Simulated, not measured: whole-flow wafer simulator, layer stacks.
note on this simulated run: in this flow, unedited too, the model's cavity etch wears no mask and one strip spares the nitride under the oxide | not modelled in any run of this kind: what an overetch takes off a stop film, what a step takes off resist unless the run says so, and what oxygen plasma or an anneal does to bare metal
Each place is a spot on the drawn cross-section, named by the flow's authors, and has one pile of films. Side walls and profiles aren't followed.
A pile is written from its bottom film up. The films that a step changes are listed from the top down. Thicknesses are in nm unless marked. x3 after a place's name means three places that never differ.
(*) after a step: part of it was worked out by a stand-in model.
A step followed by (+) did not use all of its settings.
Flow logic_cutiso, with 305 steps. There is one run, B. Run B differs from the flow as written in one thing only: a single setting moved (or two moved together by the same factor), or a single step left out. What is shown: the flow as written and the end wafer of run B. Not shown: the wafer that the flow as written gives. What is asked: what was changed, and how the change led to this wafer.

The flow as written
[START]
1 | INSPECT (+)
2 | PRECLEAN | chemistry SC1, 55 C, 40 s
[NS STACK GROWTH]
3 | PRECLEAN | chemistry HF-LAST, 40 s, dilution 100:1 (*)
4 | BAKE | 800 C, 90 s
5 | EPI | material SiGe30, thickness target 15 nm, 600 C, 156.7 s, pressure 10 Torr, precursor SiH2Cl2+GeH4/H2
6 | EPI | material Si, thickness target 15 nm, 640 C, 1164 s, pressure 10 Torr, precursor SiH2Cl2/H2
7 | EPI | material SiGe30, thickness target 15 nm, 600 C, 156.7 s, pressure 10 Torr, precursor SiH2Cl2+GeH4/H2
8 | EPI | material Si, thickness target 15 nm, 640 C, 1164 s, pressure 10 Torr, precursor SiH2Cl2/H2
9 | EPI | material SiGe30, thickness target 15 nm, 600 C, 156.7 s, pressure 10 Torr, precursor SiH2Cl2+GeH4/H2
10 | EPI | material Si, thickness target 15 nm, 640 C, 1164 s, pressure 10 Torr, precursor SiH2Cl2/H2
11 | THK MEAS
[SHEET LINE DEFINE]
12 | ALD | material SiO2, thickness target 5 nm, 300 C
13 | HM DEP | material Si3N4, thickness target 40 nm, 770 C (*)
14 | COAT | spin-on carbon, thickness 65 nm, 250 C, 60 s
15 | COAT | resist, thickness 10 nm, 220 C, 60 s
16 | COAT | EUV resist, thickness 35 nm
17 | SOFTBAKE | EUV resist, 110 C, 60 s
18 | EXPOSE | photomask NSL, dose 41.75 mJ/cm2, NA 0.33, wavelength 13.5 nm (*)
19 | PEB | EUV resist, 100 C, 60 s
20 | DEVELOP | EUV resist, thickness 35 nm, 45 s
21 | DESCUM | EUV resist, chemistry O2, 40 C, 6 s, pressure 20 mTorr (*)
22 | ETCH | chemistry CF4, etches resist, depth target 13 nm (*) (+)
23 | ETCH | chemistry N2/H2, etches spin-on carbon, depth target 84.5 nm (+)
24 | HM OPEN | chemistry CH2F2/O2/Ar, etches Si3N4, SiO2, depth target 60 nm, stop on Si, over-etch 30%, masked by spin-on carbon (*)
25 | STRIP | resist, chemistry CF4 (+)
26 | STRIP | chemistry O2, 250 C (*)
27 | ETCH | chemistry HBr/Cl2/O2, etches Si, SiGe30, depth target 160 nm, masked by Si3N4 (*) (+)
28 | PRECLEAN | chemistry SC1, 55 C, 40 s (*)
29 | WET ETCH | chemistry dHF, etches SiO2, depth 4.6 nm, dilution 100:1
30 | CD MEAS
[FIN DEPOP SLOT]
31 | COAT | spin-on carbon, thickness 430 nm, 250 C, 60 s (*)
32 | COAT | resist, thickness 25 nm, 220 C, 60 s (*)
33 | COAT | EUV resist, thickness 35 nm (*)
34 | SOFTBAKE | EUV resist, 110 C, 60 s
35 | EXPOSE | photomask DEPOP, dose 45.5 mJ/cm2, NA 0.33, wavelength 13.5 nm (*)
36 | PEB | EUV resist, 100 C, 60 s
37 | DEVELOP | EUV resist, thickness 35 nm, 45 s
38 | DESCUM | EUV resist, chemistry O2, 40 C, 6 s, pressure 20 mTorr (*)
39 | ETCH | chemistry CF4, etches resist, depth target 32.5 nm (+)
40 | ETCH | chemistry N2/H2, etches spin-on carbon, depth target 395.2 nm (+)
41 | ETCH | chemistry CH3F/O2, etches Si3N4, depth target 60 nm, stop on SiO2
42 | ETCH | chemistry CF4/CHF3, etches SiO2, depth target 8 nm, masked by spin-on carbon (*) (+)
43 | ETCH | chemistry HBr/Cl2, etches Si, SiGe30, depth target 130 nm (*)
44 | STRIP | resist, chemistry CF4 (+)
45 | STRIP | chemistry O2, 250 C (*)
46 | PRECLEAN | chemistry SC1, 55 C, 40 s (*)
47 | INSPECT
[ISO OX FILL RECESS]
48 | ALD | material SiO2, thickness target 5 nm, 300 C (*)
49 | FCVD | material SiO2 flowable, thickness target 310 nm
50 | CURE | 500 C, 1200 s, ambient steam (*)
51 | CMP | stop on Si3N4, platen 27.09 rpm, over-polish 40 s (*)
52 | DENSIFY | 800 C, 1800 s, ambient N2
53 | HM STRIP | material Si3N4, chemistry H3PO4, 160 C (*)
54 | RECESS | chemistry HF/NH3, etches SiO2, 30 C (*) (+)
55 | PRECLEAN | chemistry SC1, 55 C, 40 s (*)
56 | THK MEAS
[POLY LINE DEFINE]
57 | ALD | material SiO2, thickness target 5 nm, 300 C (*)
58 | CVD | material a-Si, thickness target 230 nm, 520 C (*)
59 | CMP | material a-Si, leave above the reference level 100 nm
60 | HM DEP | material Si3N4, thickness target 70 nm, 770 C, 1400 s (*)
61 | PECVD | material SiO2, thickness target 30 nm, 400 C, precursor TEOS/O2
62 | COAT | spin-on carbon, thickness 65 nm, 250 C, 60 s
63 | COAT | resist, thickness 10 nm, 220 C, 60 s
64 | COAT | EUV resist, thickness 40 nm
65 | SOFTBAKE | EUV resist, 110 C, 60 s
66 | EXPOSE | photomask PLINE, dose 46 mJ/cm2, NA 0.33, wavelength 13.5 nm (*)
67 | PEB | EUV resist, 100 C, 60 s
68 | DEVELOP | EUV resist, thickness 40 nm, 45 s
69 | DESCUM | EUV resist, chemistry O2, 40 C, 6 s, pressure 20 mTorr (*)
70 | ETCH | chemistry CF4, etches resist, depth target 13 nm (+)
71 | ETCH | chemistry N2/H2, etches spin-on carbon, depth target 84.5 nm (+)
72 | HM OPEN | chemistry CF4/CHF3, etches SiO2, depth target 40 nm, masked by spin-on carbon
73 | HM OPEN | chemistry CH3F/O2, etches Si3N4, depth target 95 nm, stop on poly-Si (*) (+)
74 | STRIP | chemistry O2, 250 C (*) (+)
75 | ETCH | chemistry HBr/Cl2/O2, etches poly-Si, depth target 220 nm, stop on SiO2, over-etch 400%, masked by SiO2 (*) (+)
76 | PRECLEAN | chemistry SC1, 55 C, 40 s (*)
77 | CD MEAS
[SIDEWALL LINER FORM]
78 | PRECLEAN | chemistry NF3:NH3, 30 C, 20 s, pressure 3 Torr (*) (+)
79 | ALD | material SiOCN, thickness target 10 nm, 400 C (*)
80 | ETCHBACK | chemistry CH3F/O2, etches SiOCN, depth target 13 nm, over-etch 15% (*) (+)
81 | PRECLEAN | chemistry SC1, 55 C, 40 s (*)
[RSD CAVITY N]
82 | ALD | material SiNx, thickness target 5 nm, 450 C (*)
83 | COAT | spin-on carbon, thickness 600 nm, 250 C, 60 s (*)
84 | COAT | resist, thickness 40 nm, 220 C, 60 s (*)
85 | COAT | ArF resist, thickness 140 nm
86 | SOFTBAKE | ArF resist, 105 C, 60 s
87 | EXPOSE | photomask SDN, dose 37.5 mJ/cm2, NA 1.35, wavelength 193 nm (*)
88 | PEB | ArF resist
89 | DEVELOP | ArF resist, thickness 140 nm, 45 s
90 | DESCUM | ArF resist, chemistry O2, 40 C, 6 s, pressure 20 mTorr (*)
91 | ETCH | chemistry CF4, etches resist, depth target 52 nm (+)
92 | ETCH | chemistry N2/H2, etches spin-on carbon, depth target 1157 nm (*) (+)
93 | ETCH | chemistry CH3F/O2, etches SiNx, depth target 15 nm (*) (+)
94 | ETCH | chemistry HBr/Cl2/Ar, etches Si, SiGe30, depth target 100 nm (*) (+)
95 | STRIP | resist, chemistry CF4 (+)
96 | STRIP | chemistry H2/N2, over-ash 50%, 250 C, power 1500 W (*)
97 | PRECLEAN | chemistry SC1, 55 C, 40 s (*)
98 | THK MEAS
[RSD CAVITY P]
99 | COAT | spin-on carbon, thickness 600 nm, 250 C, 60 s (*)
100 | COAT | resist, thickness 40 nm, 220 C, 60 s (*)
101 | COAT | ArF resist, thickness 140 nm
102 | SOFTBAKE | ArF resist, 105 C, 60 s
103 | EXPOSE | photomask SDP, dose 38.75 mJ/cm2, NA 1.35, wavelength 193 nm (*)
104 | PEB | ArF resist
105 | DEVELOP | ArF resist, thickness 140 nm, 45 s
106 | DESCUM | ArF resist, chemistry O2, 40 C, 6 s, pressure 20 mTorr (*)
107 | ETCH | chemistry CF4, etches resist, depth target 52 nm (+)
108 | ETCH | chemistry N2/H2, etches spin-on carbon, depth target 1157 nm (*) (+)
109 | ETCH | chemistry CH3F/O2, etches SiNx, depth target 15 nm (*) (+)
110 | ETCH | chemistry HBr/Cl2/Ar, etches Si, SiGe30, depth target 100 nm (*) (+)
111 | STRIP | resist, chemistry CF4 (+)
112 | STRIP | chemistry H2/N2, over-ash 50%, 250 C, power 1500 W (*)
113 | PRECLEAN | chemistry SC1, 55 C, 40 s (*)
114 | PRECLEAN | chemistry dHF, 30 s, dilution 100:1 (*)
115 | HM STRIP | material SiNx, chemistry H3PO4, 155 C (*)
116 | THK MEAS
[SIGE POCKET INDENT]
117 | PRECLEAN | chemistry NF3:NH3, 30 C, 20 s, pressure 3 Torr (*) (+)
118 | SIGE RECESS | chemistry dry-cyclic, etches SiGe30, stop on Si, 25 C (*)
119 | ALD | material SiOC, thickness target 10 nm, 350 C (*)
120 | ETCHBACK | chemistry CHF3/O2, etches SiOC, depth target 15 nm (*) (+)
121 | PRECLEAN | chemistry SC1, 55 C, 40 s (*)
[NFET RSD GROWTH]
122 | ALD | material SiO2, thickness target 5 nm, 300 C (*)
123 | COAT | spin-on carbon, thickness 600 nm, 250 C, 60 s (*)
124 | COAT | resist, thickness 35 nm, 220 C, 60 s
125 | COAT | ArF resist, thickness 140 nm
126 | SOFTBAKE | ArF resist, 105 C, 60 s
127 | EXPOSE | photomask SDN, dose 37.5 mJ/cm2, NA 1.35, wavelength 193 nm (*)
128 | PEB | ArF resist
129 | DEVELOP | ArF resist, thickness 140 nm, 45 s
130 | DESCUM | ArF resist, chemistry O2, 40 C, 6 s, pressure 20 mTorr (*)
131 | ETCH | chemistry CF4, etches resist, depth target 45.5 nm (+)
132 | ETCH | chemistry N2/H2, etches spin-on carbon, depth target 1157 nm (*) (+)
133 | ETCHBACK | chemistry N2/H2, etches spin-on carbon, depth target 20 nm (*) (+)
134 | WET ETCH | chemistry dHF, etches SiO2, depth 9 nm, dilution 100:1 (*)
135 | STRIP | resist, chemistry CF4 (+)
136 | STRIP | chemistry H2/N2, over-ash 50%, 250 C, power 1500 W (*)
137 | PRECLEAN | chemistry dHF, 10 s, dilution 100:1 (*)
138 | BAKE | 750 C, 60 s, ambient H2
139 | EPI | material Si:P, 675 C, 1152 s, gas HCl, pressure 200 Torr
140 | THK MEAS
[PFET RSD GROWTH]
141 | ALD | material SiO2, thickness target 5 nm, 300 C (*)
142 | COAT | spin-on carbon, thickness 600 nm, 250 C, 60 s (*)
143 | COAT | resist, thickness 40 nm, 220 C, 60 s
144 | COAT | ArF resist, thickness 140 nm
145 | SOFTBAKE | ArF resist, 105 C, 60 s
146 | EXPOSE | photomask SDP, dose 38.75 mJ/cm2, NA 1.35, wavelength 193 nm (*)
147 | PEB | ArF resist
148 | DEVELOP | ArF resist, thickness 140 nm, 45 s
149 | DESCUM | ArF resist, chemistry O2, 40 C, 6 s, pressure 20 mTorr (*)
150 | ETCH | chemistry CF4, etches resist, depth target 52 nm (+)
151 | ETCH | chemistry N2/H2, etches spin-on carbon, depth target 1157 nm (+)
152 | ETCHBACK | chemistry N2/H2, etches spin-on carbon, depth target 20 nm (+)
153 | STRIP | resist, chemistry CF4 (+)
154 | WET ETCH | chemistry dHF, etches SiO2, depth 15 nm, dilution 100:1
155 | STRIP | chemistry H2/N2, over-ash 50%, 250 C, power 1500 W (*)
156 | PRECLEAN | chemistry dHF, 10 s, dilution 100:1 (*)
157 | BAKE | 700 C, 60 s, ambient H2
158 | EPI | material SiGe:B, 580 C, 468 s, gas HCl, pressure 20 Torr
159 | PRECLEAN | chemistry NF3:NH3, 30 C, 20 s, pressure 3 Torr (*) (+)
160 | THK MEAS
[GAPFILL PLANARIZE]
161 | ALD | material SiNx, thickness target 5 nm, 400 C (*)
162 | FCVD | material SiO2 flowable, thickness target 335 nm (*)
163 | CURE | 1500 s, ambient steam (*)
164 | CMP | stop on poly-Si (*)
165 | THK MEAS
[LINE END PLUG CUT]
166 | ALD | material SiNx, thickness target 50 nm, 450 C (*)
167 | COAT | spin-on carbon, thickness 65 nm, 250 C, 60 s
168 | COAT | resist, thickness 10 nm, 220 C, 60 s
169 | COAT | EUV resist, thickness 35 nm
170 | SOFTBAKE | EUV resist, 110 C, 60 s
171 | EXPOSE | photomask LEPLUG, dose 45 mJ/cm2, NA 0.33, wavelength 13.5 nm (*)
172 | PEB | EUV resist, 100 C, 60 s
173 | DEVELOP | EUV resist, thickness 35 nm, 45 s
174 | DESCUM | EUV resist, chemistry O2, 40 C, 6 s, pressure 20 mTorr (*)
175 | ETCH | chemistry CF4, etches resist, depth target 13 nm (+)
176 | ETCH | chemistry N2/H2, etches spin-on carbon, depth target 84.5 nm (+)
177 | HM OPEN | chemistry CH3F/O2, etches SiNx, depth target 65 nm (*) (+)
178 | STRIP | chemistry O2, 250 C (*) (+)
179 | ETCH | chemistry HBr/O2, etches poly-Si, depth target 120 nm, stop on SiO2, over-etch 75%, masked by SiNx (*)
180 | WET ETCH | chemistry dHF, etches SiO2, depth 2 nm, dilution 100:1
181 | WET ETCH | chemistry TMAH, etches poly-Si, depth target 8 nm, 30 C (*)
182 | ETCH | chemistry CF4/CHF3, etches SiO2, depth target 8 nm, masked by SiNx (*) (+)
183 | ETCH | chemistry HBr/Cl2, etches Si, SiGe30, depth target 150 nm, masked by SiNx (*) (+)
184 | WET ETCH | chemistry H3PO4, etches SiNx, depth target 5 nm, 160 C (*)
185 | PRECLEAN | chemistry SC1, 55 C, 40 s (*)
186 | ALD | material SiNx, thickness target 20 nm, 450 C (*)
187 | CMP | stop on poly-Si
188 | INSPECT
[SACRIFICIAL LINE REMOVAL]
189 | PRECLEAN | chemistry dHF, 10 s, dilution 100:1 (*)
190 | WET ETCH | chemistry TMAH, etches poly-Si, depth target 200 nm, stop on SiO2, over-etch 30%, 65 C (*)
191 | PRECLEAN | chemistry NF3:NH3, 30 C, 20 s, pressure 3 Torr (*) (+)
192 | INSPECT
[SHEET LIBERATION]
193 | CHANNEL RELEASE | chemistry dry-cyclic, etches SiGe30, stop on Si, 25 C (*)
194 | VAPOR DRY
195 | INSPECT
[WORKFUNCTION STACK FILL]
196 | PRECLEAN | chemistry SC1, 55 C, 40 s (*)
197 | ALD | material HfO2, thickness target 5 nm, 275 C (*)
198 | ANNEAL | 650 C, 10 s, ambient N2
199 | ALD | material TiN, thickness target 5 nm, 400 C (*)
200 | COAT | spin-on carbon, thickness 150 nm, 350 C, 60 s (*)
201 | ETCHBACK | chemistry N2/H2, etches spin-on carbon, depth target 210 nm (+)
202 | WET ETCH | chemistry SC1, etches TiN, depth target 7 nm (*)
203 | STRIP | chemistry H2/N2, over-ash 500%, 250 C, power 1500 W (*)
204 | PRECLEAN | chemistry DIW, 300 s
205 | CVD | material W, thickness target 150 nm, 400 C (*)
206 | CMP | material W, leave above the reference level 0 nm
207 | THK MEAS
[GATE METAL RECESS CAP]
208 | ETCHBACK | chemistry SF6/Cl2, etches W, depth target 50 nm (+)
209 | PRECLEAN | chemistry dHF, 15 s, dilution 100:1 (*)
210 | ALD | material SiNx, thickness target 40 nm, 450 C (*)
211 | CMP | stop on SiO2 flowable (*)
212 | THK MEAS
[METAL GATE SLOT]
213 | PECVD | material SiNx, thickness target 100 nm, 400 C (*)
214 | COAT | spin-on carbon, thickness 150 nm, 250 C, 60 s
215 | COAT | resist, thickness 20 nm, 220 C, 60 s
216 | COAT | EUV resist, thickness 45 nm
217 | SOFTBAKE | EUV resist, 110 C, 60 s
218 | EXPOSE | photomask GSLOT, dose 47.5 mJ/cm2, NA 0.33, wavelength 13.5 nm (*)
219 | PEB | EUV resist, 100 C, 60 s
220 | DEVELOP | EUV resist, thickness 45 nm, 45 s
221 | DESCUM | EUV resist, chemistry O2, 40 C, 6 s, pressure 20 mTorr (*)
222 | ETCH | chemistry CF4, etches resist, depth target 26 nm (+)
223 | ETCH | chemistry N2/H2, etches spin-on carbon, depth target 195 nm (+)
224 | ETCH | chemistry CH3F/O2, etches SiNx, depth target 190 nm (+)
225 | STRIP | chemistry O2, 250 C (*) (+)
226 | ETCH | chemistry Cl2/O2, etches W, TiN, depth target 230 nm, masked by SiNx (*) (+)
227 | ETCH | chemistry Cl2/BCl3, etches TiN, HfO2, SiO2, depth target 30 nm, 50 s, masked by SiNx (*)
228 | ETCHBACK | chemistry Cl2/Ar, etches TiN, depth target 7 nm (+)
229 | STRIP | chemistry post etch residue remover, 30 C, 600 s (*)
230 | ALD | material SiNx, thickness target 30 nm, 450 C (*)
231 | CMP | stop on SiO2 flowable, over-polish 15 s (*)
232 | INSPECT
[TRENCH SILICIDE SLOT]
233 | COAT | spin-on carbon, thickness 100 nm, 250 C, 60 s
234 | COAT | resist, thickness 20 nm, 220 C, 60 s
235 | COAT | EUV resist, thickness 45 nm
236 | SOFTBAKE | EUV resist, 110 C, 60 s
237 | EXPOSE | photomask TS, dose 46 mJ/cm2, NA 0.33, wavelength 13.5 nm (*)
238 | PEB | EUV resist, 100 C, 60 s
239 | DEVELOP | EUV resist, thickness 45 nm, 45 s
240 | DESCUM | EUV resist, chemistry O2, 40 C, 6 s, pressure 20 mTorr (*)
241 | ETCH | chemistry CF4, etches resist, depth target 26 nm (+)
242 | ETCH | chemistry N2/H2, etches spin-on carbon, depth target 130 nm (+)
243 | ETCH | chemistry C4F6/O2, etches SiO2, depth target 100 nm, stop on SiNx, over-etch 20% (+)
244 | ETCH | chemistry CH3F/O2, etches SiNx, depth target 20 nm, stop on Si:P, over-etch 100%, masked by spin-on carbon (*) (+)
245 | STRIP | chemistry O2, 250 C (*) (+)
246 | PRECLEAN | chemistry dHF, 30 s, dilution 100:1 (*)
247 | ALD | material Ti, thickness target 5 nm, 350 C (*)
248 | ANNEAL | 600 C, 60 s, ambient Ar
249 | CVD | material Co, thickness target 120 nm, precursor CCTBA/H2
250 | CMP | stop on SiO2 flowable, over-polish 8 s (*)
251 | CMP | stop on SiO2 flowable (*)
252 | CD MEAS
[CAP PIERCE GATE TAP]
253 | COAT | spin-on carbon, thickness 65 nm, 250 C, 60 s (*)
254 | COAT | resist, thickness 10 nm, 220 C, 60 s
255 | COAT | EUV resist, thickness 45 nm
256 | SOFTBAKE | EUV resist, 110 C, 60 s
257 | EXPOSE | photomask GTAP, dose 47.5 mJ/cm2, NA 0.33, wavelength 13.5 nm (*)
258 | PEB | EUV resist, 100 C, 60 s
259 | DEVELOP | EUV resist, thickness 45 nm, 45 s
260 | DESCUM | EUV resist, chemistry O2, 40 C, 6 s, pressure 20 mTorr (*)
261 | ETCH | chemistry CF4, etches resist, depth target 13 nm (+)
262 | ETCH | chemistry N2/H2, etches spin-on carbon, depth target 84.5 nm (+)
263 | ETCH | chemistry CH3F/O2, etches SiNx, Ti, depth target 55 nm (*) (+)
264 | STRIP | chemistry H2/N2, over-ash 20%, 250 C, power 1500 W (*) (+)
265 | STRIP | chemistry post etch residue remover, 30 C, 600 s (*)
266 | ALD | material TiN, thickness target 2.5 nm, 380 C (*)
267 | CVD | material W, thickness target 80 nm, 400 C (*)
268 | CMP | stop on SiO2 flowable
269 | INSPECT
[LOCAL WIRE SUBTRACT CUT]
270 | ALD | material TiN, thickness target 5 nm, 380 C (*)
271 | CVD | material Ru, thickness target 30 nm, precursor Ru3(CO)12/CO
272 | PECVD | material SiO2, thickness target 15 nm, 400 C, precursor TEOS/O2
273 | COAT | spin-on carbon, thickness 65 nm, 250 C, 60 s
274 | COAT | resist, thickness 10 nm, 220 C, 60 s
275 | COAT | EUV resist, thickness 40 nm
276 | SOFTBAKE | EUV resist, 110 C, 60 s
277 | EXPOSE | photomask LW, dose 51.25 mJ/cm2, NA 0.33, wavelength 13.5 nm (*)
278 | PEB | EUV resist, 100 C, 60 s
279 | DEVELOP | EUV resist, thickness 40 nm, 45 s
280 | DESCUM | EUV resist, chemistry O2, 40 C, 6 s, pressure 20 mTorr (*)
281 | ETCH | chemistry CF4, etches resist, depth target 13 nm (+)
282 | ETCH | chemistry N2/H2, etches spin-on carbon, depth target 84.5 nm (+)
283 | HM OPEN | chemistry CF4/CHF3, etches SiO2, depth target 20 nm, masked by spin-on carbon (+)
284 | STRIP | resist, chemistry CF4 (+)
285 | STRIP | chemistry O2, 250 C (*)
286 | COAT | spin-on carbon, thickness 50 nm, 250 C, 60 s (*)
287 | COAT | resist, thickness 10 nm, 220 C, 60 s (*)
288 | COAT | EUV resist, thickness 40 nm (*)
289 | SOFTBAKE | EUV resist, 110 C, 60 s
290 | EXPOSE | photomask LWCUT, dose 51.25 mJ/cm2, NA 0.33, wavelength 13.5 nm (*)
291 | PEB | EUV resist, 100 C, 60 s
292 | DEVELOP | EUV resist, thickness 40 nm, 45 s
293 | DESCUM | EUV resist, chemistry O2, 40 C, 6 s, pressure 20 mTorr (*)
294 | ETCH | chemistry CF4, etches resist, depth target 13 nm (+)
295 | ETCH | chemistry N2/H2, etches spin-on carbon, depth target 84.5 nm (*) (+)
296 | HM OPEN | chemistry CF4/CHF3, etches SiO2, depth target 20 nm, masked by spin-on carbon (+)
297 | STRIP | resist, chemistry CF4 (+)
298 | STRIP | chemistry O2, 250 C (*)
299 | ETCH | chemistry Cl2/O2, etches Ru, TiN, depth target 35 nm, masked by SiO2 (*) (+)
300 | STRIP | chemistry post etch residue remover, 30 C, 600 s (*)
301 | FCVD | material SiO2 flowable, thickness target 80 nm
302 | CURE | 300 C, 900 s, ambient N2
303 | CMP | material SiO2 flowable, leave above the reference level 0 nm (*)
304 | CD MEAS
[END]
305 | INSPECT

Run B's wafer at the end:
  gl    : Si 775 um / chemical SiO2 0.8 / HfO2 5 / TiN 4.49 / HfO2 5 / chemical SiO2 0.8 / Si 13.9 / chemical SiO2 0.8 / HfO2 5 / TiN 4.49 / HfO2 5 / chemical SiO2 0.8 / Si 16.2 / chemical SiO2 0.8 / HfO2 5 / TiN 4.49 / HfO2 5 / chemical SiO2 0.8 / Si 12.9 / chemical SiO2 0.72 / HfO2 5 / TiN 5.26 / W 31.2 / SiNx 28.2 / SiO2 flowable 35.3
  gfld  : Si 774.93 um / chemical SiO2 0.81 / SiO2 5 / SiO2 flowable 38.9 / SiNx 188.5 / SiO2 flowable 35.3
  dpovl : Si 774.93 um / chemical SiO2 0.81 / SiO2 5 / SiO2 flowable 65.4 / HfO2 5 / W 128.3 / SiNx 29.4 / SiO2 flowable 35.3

Cause: step 8, EPI: 1339 s was run, whereas the flow has 1164 s.

How this came from the change, step by step:
  8 | EPI | material Si, thickness target 15 nm, 640 C, 1164 s, pressure 10 Torr, precursor SiH2Cl2/H2
      depop, dpovl, gfld and 19 more: +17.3 Si (new film) (as written it would have been: +15 Si (new film))
  27 | ETCH | chemistry HBr/Cl2/O2, etches Si, SiGe30, depth target 160 nm, masked by Si3N4 (*) (+)
      gfld, gxf, iso, lnri: -0.79 chemical SiO2 (all of it), -11.4 Si (all of it), -15 SiGe30 (all of it), -17.3 Si (all of it), -15 SiGe30 (all of it), -15 Si (all of it), -15 SiGe30 (all of it), -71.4 Si (as written it would have been: -0.79 chemical SiO2 (all of it), -11.4 Si (all of it), -15 SiGe30 (all of it), -15 Si (all of it), -15 SiGe30 (all of it), -15 Si (all of it), -15 SiGe30 (all of it), -73.6 Si)
      dpovl, nsgap: -0.79 chemical SiO2 (all of it), -11.8 Si (all of it), -15 SiGe30 (all of it), -17.3 Si (all of it), -15 SiGe30 (all of it), -15 Si (all of it), -15 SiGe30 (all of it), -71 Si (as written it would have been: -0.79 chemical SiO2 (all of it), -11.8 Si (all of it), -15 SiGe30 (all of it), -15 Si (all of it), -15 SiGe30 (all of it), -15 Si (all of it), -15 SiGe30 (all of it), -73.2 Si)
      (as well as at 1 more place)
  43 | ETCH | chemistry HBr/Cl2, etches Si, SiGe30, depth target 130 nm (*)
      depop: -14 Si (all of it), -15 SiGe30 (all of it), -17.3 Si (all of it), -15 SiGe30 (all of it), -15 Si (all of it), -15 SiGe30 (all of it), -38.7 Si (as written it would have been: -14 Si (all of it), -15 SiGe30 (all of it), -15 Si (all of it), -15 SiGe30 (all of it), -15 Si (all of it), -15 SiGe30 (all of it), -41 Si)
  94 | ETCH | chemistry HBr/Cl2/Ar, etches Si, SiGe30, depth target 100 nm (*) (+)
      rsdn, rsdx: -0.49 chemical SiO2 (all of it), -12.8 Si (all of it), -15 SiGe30 (all of it), -17.3 Si (all of it), -15 SiGe30 (all of it), -15 Si (all of it), -15 SiGe30 (all of it), -9.91 Si (as written it would have been: -0.49 chemical SiO2 (all of it), -12.8 Si (all of it), -15 SiGe30 (all of it), -15 Si (all of it), -15 SiGe30 (all of it), -15 Si (all of it), -15 SiGe30 (all of it), -12.2 Si)
  110 | ETCH | chemistry HBr/Cl2/Ar, etches Si, SiGe30, depth target 100 nm (*) (+)
      rsdp, rsdw: -0.49 chemical SiO2 (all of it), -12.8 Si (all of it), -15 SiGe30 (all of it), -17.3 Si (all of it), -15 SiGe30 (all of it), -15 Si (all of it), -15 SiGe30 (all of it), -9.91 Si (as written it would have been: -0.49 chemical SiO2 (all of it), -12.8 Si (all of it), -15 SiGe30 (all of it), -15 Si (all of it), -15 SiGe30 (all of it), -15 Si (all of it), -15 SiGe30 (all of it), -12.2 Si)
  183 | ETCH | chemistry HBr/Cl2, etches Si, SiGe30, depth target 150 nm, masked by SiNx (*) (+)
      plug: -13.6 Si (all of it), -15 SiGe30 (all of it), -17.3 Si (all of it), -15 SiGe30 (all of it), -15 Si (all of it), -15 SiGe30 (all of it), -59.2 Si (as written it would have been: -13.6 Si (all of it), -15 SiGe30 (all of it), -15 Si (all of it), -15 SiGe30 (all of it), -15 Si (all of it), -15 SiGe30 (all of it), -61.4 Si)
